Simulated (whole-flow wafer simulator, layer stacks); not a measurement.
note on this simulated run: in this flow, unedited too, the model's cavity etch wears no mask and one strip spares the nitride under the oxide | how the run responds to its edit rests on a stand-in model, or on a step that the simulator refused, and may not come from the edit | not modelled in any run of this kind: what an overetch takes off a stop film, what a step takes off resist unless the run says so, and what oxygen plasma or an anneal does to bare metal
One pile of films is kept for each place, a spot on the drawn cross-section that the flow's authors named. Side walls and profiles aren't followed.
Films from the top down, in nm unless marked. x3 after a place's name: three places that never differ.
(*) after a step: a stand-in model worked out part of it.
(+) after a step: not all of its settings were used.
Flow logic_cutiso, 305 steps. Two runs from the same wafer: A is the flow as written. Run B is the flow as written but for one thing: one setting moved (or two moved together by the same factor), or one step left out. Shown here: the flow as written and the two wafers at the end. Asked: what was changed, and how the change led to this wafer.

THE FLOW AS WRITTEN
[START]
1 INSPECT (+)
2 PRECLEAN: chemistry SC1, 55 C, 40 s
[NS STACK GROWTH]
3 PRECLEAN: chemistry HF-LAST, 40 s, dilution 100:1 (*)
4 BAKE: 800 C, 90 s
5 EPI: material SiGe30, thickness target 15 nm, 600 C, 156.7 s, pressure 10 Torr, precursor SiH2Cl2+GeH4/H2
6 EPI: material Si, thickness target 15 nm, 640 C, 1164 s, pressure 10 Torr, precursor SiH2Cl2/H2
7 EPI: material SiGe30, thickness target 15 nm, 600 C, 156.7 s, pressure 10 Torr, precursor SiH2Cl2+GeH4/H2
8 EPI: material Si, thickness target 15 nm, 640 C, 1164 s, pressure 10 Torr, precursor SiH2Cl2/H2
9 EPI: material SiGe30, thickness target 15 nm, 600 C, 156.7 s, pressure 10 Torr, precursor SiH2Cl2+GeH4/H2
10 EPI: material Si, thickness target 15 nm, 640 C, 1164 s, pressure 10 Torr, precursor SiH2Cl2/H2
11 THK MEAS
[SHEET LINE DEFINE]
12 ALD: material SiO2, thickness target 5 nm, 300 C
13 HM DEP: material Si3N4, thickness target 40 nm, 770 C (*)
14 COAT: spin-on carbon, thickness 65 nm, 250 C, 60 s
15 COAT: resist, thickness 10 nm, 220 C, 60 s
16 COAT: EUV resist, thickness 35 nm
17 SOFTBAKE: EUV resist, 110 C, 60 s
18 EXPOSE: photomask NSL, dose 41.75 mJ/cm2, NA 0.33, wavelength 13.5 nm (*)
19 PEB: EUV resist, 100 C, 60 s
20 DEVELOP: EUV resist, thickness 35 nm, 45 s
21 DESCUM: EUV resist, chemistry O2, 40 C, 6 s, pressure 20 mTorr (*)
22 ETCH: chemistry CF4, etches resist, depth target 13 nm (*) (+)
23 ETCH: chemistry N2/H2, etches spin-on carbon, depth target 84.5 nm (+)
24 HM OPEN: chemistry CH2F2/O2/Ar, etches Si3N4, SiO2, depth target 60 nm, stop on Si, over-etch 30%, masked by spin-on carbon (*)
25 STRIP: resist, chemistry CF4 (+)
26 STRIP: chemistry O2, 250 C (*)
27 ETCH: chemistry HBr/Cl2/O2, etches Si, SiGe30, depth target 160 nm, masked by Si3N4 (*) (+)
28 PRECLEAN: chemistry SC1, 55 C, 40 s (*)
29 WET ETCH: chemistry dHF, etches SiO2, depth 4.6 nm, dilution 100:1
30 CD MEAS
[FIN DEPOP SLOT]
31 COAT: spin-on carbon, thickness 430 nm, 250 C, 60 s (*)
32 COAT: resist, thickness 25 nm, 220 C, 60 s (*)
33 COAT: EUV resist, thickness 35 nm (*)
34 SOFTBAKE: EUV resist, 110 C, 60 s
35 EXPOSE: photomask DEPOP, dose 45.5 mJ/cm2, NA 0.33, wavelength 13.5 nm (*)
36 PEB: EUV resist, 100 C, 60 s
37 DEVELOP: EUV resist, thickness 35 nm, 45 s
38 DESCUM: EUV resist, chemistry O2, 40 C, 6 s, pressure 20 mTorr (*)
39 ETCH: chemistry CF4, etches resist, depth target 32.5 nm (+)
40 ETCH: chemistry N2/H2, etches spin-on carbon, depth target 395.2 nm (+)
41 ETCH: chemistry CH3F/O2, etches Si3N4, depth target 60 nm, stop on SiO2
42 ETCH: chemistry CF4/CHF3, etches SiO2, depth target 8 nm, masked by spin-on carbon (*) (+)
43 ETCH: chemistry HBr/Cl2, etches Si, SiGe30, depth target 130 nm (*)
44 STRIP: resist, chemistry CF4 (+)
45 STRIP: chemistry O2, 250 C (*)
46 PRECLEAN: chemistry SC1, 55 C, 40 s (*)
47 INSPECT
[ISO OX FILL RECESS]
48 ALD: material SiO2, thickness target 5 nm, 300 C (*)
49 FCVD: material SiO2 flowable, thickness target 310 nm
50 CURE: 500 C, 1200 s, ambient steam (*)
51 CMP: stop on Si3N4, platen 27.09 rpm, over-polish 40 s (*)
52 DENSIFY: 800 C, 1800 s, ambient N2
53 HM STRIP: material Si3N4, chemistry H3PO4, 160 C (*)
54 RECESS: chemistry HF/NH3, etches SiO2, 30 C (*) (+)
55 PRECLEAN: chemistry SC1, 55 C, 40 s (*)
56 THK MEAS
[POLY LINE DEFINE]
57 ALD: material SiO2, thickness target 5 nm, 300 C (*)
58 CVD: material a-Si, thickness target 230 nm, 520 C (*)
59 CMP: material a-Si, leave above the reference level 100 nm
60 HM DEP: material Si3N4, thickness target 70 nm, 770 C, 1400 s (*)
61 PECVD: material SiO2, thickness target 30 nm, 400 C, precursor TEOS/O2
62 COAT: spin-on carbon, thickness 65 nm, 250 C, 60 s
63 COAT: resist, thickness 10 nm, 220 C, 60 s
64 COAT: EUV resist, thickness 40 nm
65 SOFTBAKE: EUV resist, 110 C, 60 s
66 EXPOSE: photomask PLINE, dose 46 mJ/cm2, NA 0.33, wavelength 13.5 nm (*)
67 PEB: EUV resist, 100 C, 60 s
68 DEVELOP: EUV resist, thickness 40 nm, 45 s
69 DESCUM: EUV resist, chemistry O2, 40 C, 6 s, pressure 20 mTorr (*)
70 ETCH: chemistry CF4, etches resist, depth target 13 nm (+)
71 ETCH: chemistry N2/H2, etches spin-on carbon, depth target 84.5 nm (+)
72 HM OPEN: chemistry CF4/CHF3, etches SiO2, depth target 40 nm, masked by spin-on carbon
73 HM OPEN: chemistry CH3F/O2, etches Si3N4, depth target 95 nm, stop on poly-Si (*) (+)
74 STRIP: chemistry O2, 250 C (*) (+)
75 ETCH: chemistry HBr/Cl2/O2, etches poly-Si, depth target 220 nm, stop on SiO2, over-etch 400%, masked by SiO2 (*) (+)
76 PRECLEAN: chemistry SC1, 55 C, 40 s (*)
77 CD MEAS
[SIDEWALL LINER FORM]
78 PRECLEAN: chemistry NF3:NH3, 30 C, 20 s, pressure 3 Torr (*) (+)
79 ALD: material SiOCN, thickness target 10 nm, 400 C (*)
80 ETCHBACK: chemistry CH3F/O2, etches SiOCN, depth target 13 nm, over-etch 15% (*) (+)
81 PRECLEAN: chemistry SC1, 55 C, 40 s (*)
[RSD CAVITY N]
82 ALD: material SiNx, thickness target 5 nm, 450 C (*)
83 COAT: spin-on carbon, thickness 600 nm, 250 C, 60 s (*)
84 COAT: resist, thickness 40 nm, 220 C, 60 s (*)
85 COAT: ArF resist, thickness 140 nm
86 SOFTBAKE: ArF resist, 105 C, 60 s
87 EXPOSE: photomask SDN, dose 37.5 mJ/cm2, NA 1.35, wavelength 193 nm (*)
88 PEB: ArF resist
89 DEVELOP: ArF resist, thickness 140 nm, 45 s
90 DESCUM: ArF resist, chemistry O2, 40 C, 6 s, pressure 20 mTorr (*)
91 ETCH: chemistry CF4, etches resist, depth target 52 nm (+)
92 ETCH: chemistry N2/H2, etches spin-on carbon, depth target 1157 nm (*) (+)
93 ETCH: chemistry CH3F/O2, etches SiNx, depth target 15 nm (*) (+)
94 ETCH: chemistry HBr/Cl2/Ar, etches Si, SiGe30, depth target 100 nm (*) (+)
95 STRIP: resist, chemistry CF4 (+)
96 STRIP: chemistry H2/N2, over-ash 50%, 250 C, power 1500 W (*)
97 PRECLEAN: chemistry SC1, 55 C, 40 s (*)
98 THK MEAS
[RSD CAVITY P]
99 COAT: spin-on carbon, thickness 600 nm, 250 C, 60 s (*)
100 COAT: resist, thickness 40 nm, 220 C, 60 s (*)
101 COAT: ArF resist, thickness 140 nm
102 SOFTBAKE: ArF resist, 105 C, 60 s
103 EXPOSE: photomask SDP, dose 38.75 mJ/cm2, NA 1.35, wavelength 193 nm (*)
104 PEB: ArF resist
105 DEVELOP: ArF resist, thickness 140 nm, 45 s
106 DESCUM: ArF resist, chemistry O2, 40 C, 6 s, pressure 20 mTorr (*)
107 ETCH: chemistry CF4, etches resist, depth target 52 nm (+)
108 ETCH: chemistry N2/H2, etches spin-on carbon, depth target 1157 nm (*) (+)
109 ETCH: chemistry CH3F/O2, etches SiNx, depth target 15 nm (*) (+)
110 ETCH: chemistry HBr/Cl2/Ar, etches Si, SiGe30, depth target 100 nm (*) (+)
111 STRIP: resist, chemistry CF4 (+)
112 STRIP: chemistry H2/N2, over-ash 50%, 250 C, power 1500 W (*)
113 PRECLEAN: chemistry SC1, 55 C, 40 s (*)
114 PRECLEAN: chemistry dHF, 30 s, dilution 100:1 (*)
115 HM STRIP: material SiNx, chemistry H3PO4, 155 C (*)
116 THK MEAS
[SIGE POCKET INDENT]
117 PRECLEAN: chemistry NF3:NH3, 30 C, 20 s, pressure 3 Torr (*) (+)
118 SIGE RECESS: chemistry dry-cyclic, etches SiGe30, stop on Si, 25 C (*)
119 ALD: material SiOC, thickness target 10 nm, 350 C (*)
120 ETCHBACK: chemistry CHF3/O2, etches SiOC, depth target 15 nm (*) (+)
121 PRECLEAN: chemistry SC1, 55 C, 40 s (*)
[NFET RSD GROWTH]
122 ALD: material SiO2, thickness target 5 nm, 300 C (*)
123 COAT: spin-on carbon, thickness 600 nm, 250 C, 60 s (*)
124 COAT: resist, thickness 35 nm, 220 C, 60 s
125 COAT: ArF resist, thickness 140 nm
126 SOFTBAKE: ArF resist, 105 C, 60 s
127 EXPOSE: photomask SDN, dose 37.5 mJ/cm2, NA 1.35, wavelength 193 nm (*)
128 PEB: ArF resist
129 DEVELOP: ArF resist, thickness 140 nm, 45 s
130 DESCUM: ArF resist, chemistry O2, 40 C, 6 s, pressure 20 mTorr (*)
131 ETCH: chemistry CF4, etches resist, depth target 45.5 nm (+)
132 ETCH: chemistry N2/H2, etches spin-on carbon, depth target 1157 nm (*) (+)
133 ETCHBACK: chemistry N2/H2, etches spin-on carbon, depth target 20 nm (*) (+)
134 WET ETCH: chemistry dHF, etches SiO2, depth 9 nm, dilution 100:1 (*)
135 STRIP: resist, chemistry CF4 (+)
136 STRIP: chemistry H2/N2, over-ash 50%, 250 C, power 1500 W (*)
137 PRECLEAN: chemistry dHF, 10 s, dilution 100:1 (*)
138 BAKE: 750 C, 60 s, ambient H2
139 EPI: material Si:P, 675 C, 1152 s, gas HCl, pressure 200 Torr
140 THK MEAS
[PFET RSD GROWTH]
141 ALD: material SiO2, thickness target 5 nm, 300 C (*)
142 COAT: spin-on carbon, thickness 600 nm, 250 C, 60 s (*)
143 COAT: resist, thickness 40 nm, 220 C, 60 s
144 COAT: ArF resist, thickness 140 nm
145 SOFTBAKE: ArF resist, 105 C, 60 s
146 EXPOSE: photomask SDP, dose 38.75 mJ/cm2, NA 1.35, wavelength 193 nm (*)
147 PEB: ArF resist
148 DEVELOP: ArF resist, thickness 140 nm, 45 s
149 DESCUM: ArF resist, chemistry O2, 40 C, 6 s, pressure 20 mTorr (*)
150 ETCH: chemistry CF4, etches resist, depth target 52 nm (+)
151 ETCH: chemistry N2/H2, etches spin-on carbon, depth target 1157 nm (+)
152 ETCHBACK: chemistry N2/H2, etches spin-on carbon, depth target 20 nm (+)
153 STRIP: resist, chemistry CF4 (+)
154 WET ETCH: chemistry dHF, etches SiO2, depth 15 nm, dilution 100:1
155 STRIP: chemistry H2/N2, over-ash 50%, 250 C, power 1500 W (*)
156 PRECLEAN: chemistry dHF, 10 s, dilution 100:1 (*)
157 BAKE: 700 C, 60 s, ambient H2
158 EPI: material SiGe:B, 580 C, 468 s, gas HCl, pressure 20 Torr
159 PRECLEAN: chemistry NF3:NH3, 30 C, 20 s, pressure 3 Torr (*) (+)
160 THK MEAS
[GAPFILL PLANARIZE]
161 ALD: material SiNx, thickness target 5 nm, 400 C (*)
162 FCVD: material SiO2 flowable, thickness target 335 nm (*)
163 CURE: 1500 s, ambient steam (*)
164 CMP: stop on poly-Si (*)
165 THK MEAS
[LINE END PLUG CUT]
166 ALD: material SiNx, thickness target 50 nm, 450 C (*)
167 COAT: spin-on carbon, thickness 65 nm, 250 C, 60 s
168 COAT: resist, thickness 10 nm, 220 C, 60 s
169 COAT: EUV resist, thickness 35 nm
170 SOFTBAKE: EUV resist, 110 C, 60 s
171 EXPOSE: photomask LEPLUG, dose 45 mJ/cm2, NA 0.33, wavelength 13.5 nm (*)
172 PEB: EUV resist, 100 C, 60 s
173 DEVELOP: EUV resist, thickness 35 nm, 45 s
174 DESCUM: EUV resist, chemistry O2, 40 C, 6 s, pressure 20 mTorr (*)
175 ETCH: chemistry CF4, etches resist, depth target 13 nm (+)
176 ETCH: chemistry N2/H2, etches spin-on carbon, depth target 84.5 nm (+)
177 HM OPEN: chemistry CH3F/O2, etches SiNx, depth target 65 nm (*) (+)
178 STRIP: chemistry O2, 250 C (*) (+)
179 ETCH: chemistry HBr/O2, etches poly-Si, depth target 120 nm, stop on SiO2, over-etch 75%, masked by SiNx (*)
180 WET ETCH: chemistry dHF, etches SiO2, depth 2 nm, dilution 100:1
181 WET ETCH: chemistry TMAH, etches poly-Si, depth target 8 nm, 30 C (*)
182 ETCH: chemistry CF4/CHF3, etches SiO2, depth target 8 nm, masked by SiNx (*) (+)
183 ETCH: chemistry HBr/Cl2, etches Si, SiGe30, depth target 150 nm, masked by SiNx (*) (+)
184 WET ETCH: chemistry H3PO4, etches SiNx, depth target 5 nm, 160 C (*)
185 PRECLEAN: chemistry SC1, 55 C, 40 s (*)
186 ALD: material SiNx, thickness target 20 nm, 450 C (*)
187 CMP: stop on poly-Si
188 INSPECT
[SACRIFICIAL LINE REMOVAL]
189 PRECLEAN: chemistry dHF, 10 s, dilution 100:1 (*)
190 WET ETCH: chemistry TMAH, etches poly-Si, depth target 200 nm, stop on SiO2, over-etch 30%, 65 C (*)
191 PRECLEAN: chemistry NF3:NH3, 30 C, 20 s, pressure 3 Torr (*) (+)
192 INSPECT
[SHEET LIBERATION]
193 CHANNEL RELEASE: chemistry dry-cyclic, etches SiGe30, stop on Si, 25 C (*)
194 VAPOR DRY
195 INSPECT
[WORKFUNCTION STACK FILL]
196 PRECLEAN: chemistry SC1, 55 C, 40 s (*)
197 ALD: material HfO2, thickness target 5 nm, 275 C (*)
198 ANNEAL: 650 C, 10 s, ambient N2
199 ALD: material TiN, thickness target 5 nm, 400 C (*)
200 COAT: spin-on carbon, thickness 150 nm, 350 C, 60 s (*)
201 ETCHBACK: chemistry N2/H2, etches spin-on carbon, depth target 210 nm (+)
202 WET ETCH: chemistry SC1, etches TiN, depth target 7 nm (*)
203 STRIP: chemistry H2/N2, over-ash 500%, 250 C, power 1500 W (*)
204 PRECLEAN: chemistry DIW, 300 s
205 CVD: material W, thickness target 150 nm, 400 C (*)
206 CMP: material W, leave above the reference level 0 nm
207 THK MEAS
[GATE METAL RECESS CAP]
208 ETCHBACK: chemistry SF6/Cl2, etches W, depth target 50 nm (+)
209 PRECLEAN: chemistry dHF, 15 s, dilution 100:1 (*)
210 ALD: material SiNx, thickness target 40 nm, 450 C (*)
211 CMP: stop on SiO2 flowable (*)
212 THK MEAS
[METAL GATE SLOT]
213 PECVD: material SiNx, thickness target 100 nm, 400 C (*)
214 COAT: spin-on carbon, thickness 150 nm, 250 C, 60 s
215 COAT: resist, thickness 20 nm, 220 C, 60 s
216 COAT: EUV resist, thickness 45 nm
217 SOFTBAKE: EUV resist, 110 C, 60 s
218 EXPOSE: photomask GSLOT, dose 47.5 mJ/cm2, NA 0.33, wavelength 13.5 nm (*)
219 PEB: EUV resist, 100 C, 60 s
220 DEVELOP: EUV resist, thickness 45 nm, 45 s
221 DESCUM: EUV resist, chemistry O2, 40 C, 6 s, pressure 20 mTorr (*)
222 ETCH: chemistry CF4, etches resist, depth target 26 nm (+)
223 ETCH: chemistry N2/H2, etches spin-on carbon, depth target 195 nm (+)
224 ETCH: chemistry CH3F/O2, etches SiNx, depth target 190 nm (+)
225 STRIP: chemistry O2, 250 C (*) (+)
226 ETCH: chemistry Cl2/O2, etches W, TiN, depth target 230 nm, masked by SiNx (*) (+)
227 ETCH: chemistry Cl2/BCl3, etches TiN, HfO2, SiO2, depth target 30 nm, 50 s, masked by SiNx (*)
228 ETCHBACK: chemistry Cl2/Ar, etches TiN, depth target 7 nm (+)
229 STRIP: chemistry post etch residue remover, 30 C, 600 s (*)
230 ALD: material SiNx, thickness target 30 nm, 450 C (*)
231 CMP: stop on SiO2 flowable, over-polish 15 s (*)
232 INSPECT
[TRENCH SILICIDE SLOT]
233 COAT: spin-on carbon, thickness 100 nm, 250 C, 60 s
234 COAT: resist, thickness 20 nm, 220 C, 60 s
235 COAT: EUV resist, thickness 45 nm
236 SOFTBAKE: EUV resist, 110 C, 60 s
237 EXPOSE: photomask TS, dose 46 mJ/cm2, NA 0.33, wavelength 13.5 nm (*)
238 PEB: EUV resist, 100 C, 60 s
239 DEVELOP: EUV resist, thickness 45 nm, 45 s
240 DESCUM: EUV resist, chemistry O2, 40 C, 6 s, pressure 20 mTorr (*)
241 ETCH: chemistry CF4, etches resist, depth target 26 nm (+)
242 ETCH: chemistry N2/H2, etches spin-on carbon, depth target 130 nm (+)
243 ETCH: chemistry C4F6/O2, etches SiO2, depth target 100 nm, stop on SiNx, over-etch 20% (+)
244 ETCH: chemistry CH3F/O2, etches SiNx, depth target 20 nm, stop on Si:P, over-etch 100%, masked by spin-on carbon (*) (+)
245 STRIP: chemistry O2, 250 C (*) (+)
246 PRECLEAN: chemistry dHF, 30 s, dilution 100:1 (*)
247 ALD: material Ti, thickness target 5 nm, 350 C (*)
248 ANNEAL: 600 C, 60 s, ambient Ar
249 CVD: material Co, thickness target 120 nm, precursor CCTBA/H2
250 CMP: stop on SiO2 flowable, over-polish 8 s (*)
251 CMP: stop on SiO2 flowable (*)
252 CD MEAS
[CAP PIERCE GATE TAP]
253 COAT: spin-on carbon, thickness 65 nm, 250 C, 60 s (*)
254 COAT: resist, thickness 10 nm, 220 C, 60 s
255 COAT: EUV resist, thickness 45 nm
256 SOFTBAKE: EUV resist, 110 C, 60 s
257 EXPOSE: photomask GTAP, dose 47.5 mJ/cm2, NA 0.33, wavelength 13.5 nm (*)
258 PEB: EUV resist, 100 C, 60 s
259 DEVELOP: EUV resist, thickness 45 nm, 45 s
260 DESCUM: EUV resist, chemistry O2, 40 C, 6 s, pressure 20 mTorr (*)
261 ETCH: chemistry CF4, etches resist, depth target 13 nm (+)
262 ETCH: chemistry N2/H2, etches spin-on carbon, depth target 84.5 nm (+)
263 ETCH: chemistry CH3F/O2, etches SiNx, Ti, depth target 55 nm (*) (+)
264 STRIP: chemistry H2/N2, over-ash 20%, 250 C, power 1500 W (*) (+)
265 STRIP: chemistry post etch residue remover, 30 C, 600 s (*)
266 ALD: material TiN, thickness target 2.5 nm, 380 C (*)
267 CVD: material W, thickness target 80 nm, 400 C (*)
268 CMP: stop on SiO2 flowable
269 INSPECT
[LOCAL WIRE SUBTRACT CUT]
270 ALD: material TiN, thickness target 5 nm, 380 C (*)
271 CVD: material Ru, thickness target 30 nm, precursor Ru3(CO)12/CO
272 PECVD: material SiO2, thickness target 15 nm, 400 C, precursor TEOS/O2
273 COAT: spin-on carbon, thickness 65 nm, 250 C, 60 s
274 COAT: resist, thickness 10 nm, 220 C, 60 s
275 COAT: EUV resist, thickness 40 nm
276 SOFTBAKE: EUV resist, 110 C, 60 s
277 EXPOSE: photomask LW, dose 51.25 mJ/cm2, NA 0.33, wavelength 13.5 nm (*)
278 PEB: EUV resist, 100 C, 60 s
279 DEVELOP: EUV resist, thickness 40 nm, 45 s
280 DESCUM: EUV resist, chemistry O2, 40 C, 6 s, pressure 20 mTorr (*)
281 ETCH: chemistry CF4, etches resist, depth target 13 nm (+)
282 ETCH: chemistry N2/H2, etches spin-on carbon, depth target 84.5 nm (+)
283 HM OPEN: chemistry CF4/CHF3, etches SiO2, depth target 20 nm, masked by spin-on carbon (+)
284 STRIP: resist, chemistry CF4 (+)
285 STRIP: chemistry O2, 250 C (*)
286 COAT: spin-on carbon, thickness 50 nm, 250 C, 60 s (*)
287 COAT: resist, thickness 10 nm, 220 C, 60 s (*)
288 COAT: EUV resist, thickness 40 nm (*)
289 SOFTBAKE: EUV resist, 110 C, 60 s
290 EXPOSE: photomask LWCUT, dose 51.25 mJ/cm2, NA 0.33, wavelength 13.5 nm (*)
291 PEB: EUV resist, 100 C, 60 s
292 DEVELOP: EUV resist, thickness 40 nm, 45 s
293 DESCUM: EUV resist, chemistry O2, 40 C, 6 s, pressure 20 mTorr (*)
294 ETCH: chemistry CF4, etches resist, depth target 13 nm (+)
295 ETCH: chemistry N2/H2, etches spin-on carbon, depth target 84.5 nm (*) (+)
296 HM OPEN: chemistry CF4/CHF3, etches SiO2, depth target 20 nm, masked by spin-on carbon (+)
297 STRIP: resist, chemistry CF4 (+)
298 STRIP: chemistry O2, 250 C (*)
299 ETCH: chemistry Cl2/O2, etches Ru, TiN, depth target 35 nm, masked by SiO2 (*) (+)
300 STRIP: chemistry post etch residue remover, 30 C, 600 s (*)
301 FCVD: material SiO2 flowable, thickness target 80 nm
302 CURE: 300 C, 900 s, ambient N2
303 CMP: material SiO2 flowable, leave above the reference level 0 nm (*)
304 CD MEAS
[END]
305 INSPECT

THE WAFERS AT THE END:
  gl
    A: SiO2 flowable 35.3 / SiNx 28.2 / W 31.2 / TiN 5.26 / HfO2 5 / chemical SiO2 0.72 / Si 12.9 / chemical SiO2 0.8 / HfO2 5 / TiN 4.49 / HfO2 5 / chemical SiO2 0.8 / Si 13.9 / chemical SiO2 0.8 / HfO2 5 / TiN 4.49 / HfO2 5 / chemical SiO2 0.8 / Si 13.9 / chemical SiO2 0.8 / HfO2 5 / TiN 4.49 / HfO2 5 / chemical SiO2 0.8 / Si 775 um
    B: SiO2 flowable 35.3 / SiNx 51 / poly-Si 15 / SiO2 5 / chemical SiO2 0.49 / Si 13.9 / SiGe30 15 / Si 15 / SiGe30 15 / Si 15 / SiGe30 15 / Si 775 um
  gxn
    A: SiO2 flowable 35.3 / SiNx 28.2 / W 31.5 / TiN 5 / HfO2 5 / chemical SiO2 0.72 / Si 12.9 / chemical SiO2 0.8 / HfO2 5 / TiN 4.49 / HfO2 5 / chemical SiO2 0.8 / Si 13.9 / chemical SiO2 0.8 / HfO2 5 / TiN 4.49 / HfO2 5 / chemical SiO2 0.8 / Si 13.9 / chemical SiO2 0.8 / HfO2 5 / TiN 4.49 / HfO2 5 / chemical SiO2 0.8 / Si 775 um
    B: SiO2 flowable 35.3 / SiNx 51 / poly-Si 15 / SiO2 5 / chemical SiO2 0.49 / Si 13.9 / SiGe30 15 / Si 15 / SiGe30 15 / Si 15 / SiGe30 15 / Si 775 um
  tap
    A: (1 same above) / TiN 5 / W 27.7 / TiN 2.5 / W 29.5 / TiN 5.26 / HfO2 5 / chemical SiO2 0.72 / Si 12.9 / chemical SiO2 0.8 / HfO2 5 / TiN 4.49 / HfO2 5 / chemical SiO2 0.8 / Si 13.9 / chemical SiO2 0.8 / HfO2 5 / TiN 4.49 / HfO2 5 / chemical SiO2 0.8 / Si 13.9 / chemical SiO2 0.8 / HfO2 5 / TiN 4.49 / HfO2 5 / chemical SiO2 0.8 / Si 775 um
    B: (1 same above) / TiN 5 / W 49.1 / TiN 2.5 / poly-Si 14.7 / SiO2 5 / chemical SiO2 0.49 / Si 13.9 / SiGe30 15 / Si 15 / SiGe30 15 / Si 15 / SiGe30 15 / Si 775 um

The cause: step 60, HM DEP: material Si3N4, thickness target 70 nm, 770 C, 1400 s (*), was left out.

How the change led to this, step by step:
  72 HM OPEN: chemistry CF4/CHF3, etches SiO2, depth target 40 nm, masked by spin-on carbon
      iso, lnr, lnri and 6 more: A SiO2 -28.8 (all of it), Si3N4 -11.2 | B SiO2 -28.8 (all of it), a-Si -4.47
  73 HM OPEN: chemistry CH3F/O2, etches Si3N4, depth target 95 nm, stop on poly-Si (*) (+)
      iso, lnr, lnri and 6 more: A Si3N4 -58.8 (all of it) | B nothing
      depop, dpovl, gfld and 10 more: A spin-on carbon -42 | B spin-on carbon -45.2
  74 STRIP: chemistry O2, 250 C (*) (+)
      depop, dpovl, gfld and 10 more: A spin-on carbon -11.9 (all of it) | B spin-on carbon -8.72 (all of it)
  75 ETCH: chemistry HBr/Cl2/O2, etches poly-Si, depth target 220 nm, stop on SiO2, over-etch 400%, masked by SiO2 (*) (+)
      lnr, lnrp, lnrt, rsdn, rsdp, rsdw, rsdx: A chemical SiO2 -0.79 (all of it), poly-Si -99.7 (all of it), SiO2 -5 (all of it) | B chemical SiO2 -0.79 (all of it), a-Si -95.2 (all of it), SiO2 -5 (all of it), chemical SiO2 -0.02
      iso, lnri: A chemical SiO2 -0.79 (all of it), poly-Si -189.1 (all of it), SiO2 -4.55 | B chemical SiO2 -0.79 (all of it), a-Si -184.6 (all of it), SiO2 -4.58
  80 ETCHBACK: chemistry CH3F/O2, etches SiOCN, depth target 13 nm, over-etch 15% (*) (+)
      lnr, lnrp, lnrt: A SiOCN +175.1 | B SiOCN +105.3
      lnri: A SiOCN +271.9 | B SiOCN +202
  83 COAT: spin-on carbon, thickness 600 nm, 250 C, 60 s (*)
      gl, glp, plug, tap: A spin-on carbon +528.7 (new film) | B spin-on carbon +552 (new film)
      rsdn, rsdp, rsdw: A spin-on carbon +716.5 (new film) | B spin-on carbon +670 (new film)
      (and at 10 more places)
  92 ETCH: chemistry N2/H2, etches spin-on carbon, depth target 1157 nm (*) (+)
      depop, dpovl, gfld and 12 more: A ArF resist -95.2 (all of it), resist -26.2 | B ArF resist -95.2 (all of it), resist -27.4
      gl, tap: A spin-on carbon -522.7 (all of it), SiNx -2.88 | B spin-on carbon -546 (all of it), SiNx -3
      (and at 5 more places)
  93 ETCH: chemistry CH3F/O2, etches SiNx, depth target 15 nm (*) (+)
      rsdn, rsdx: A SiNx -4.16 (all of it) | B SiNx -3.28 (all of it)
  95 STRIP: resist, chemistry CF4 (+)
      depop, dpovl, glp and 6 more: A resist -13 (all of it) | B resist -11.9 (all of it)
      gfld, gxf, iso, lnri: A resist -13 (all of it) | B resist -12 (all of it)
      (and at 2 more places)
  96 STRIP: chemistry H2/N2, over-ash 50%, 250 C, power 1500 W (*)
      gfld, gxf: A spin-on carbon -528.6 (all of it) | B spin-on carbon -551.9 (all of it)
      glp, plug: A spin-on carbon -528.7 (all of it) | B spin-on carbon -552 (all of it)
      (and at 6 more places)
  99 COAT: spin-on carbon, thickness 600 nm, 250 C, 60 s (*)
      gfld, plug: A spin-on carbon +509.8 (new film) | B spin-on carbon +533.1 (new film)
      gl, gxn: A spin-on carbon +514.9 (new film) | B spin-on carbon +538.1 (new film)
      (and at 13 more places)
  108 ETCH: chemistry N2/H2, etches spin-on carbon, depth target 1157 nm (*) (+)
      depop, dpovl, gfld and 14 more: A ArF resist -95.2 (all of it), resist -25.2 | B ArF resist -95.2 (all of it), resist -26.4
      glp, gxp: A spin-on carbon -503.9 (all of it), SiNx -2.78 | B spin-on carbon -527.1 (all of it), SiNx -2.9
      (and at 3 more places)
  109 ETCH: chemistry CH3F/O2, etches SiNx, depth target 15 nm (*) (+)
      rsdp, rsdw: A SiNx -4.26 (all of it) | B SiNx -3.38 (all of it)
  111 STRIP: resist, chemistry CF4 (+)
      depop, dpovl, gfld and 6 more: A resist -14 (all of it) | B resist -12.9 (all of it)
      gl, gxf, gxn, lnr, lnrt, rsdn, rsdx: A resist -14.1 (all of it) | B resist -13 (all of it)
      (and at 1 more place)
  112 STRIP: chemistry H2/N2, over-ash 50%, 250 C, power 1500 W (*)
      gfld, plug: A spin-on carbon -509.8 (all of it) | B spin-on carbon -533.1 (all of it)
      gl, gxn: A spin-on carbon -514.9 (all of it) | B spin-on carbon -538.1 (all of it)
      (and at 8 more places)
  120 ETCHBACK: chemistry CHF3/O2, etches SiOC, depth target 15 nm (*) (+)
      gl, tap: A SiOC -10 (all of it), SiO2 -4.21 (all of it), Si3N4 -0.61 | B SiOC -10 (all of it), SiO2 -4.39 (all of it), a-Si -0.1
      glp: A SiOC -10 (all of it), SiO2 -4.25 (all of it), Si3N4 -0.58 | B SiOC -10 (all of it), SiO2 -4.43 (all of it), a-Si -0.09
  ... 40 more steps ...
  268 CMP: stop on SiO2 flowable
      depop, dpovl, gfld and 8 more: A W -80.2 (all of it), TiN -2.5 (all of it), SiNx -0.98 | B W -80.2 (all of it), TiN -2.5 (all of it)
      lnr, lnri, lnrp, lnrt: A W -80 (all of it), TiN -2.5 (all of it), SiOCN -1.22 | B W -80 (all of it), TiN -2.5 (all of it), SiOCN -0.29
      (and at 4 more places)
Counting metal films that touch as one body, gl has 0 bodies; the flow as written gives 4 bodies (between them, from the top down: HfO2 5 / chemical SiO2 0.72 / Si 12.9 / chemical SiO2 0.8 / HfO2 5; HfO2 5 / chemical SiO2 0.8 / Si 13.9 / chemical SiO2 0.8 / HfO2 5; HfO2 5 / chemical SiO2 0.8 / Si 13.9 / chemical SiO2 0.8 / HfO2 5).
Counting metal films that touch as one body, gxn has 0 bodies; the flow as written gives 4 bodies (between them, from the top down: HfO2 5 / chemical SiO2 0.72 / Si 12.9 / chemical SiO2 0.8 / HfO2 5; HfO2 5 / chemical SiO2 0.8 / Si 13.9 / chemical SiO2 0.8 / HfO2 5; HfO2 5 / chemical SiO2 0.8 / Si 13.9 / chemical SiO2 0.8 / HfO2 5).
Counting metal films that touch as one body, tap has 1 body; the flow as written gives 4 bodies (between them, from the top down: HfO2 5 / chemical SiO2 0.72 / Si 12.9 / chemical SiO2 0.8 / HfO2 5; HfO2 5 / chemical SiO2 0.8 / Si 13.9 / chemical SiO2 0.8 / HfO2 5; HfO2 5 / chemical SiO2 0.8 / Si 13.9 / chemical SiO2 0.8 / HfO2 5).
